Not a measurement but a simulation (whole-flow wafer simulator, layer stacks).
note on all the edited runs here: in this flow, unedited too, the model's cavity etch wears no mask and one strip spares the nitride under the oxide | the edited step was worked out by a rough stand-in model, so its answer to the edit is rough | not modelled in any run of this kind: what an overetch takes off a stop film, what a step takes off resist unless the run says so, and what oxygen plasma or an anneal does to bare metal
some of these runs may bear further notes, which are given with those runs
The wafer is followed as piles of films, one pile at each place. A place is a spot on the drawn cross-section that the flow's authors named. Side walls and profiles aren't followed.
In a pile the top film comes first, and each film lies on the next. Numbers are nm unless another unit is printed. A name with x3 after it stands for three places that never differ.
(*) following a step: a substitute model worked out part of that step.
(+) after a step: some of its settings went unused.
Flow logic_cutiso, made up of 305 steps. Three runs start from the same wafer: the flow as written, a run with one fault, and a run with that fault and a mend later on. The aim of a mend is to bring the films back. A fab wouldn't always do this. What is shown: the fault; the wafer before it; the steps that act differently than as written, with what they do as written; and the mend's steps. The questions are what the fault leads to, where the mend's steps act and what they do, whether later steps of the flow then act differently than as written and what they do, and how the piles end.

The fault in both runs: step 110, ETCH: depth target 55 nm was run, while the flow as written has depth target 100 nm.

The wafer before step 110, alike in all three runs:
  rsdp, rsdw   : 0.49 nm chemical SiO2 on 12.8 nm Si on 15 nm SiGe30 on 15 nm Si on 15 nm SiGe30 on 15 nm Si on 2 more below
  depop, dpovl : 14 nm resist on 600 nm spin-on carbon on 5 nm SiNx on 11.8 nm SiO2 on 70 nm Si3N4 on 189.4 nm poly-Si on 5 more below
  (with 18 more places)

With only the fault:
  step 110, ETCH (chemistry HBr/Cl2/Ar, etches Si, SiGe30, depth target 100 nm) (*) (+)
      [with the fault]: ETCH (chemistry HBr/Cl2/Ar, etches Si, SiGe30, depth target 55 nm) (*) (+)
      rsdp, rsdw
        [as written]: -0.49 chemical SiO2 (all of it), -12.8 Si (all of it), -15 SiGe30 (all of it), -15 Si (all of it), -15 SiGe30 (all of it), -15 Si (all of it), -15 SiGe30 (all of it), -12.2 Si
        [with the fault]: -0.49 chemical SiO2 (all of it), -12.8 Si (all of it), -15 SiGe30 (all of it), -15 Si (all of it), -12.2 SiGe30
  Later steps of the flow acting differently than as written (10 more steps, not shown, differ only slightly: by at most 2% or 0.5 nm, whichever is larger):
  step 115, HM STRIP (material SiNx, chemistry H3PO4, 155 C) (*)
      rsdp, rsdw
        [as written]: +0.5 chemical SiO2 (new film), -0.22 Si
        [with the fault]: +0.5 chemical SiO2 (new film), -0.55 SiGe30
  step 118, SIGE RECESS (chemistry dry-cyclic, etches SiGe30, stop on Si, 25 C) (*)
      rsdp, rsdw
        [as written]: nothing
        [with the fault]: -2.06 SiGe30 (all of it)
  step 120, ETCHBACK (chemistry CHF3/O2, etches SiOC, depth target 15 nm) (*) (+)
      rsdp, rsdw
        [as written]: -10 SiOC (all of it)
        [with the fault]: -10 SiOC (all of it), -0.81 Si
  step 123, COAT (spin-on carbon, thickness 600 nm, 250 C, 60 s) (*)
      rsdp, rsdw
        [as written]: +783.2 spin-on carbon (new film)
        [with the fault]: +746.5 spin-on carbon (new film)
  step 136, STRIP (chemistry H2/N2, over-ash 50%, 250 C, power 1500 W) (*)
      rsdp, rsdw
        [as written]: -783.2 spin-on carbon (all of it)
        [with the fault]: -746.5 spin-on carbon (all of it)
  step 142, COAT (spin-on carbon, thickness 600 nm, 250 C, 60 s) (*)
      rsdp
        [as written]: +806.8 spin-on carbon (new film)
        [with the fault]: +769.2 spin-on carbon (new film)
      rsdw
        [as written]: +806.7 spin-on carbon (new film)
        [with the fault]: +769.2 spin-on carbon (new film)
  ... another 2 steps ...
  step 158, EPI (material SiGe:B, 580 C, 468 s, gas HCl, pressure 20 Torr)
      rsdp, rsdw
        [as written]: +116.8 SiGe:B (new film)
        [with the fault]: +75 SiGe:B (new film)
  The piles end different from the flow's at rsdp, rsdw by more than 2% or 0.5 nm, whichever is larger.
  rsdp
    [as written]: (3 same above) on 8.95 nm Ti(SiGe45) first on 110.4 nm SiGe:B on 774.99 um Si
    [with the fault]: (3 same above) on 8.95 nm Ti(SiGe45) first on 68.5 nm SiGe:B on 13.9 nm Si on 15 nm SiGe30 on 775 um Si
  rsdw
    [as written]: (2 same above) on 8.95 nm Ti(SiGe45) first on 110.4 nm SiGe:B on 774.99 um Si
    [with the fault]: (2 same above) on 8.95 nm Ti(SiGe45) first on 68.5 nm SiGe:B on 13.9 nm Si on 15 nm SiGe30 on 775 um Si

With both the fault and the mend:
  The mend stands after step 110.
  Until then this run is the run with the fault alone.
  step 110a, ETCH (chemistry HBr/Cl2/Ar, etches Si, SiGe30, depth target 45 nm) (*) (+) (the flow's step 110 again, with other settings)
      rsdp, rsdw
        -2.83 SiGe30 (all of it), -15 Si (all of it), -15 SiGe30 (all of it), -12.2 Si
  None of the later steps of the flow acts differently than as written at any place that is followed.
  By the end, the piles equal the flow's at every place that both follow.
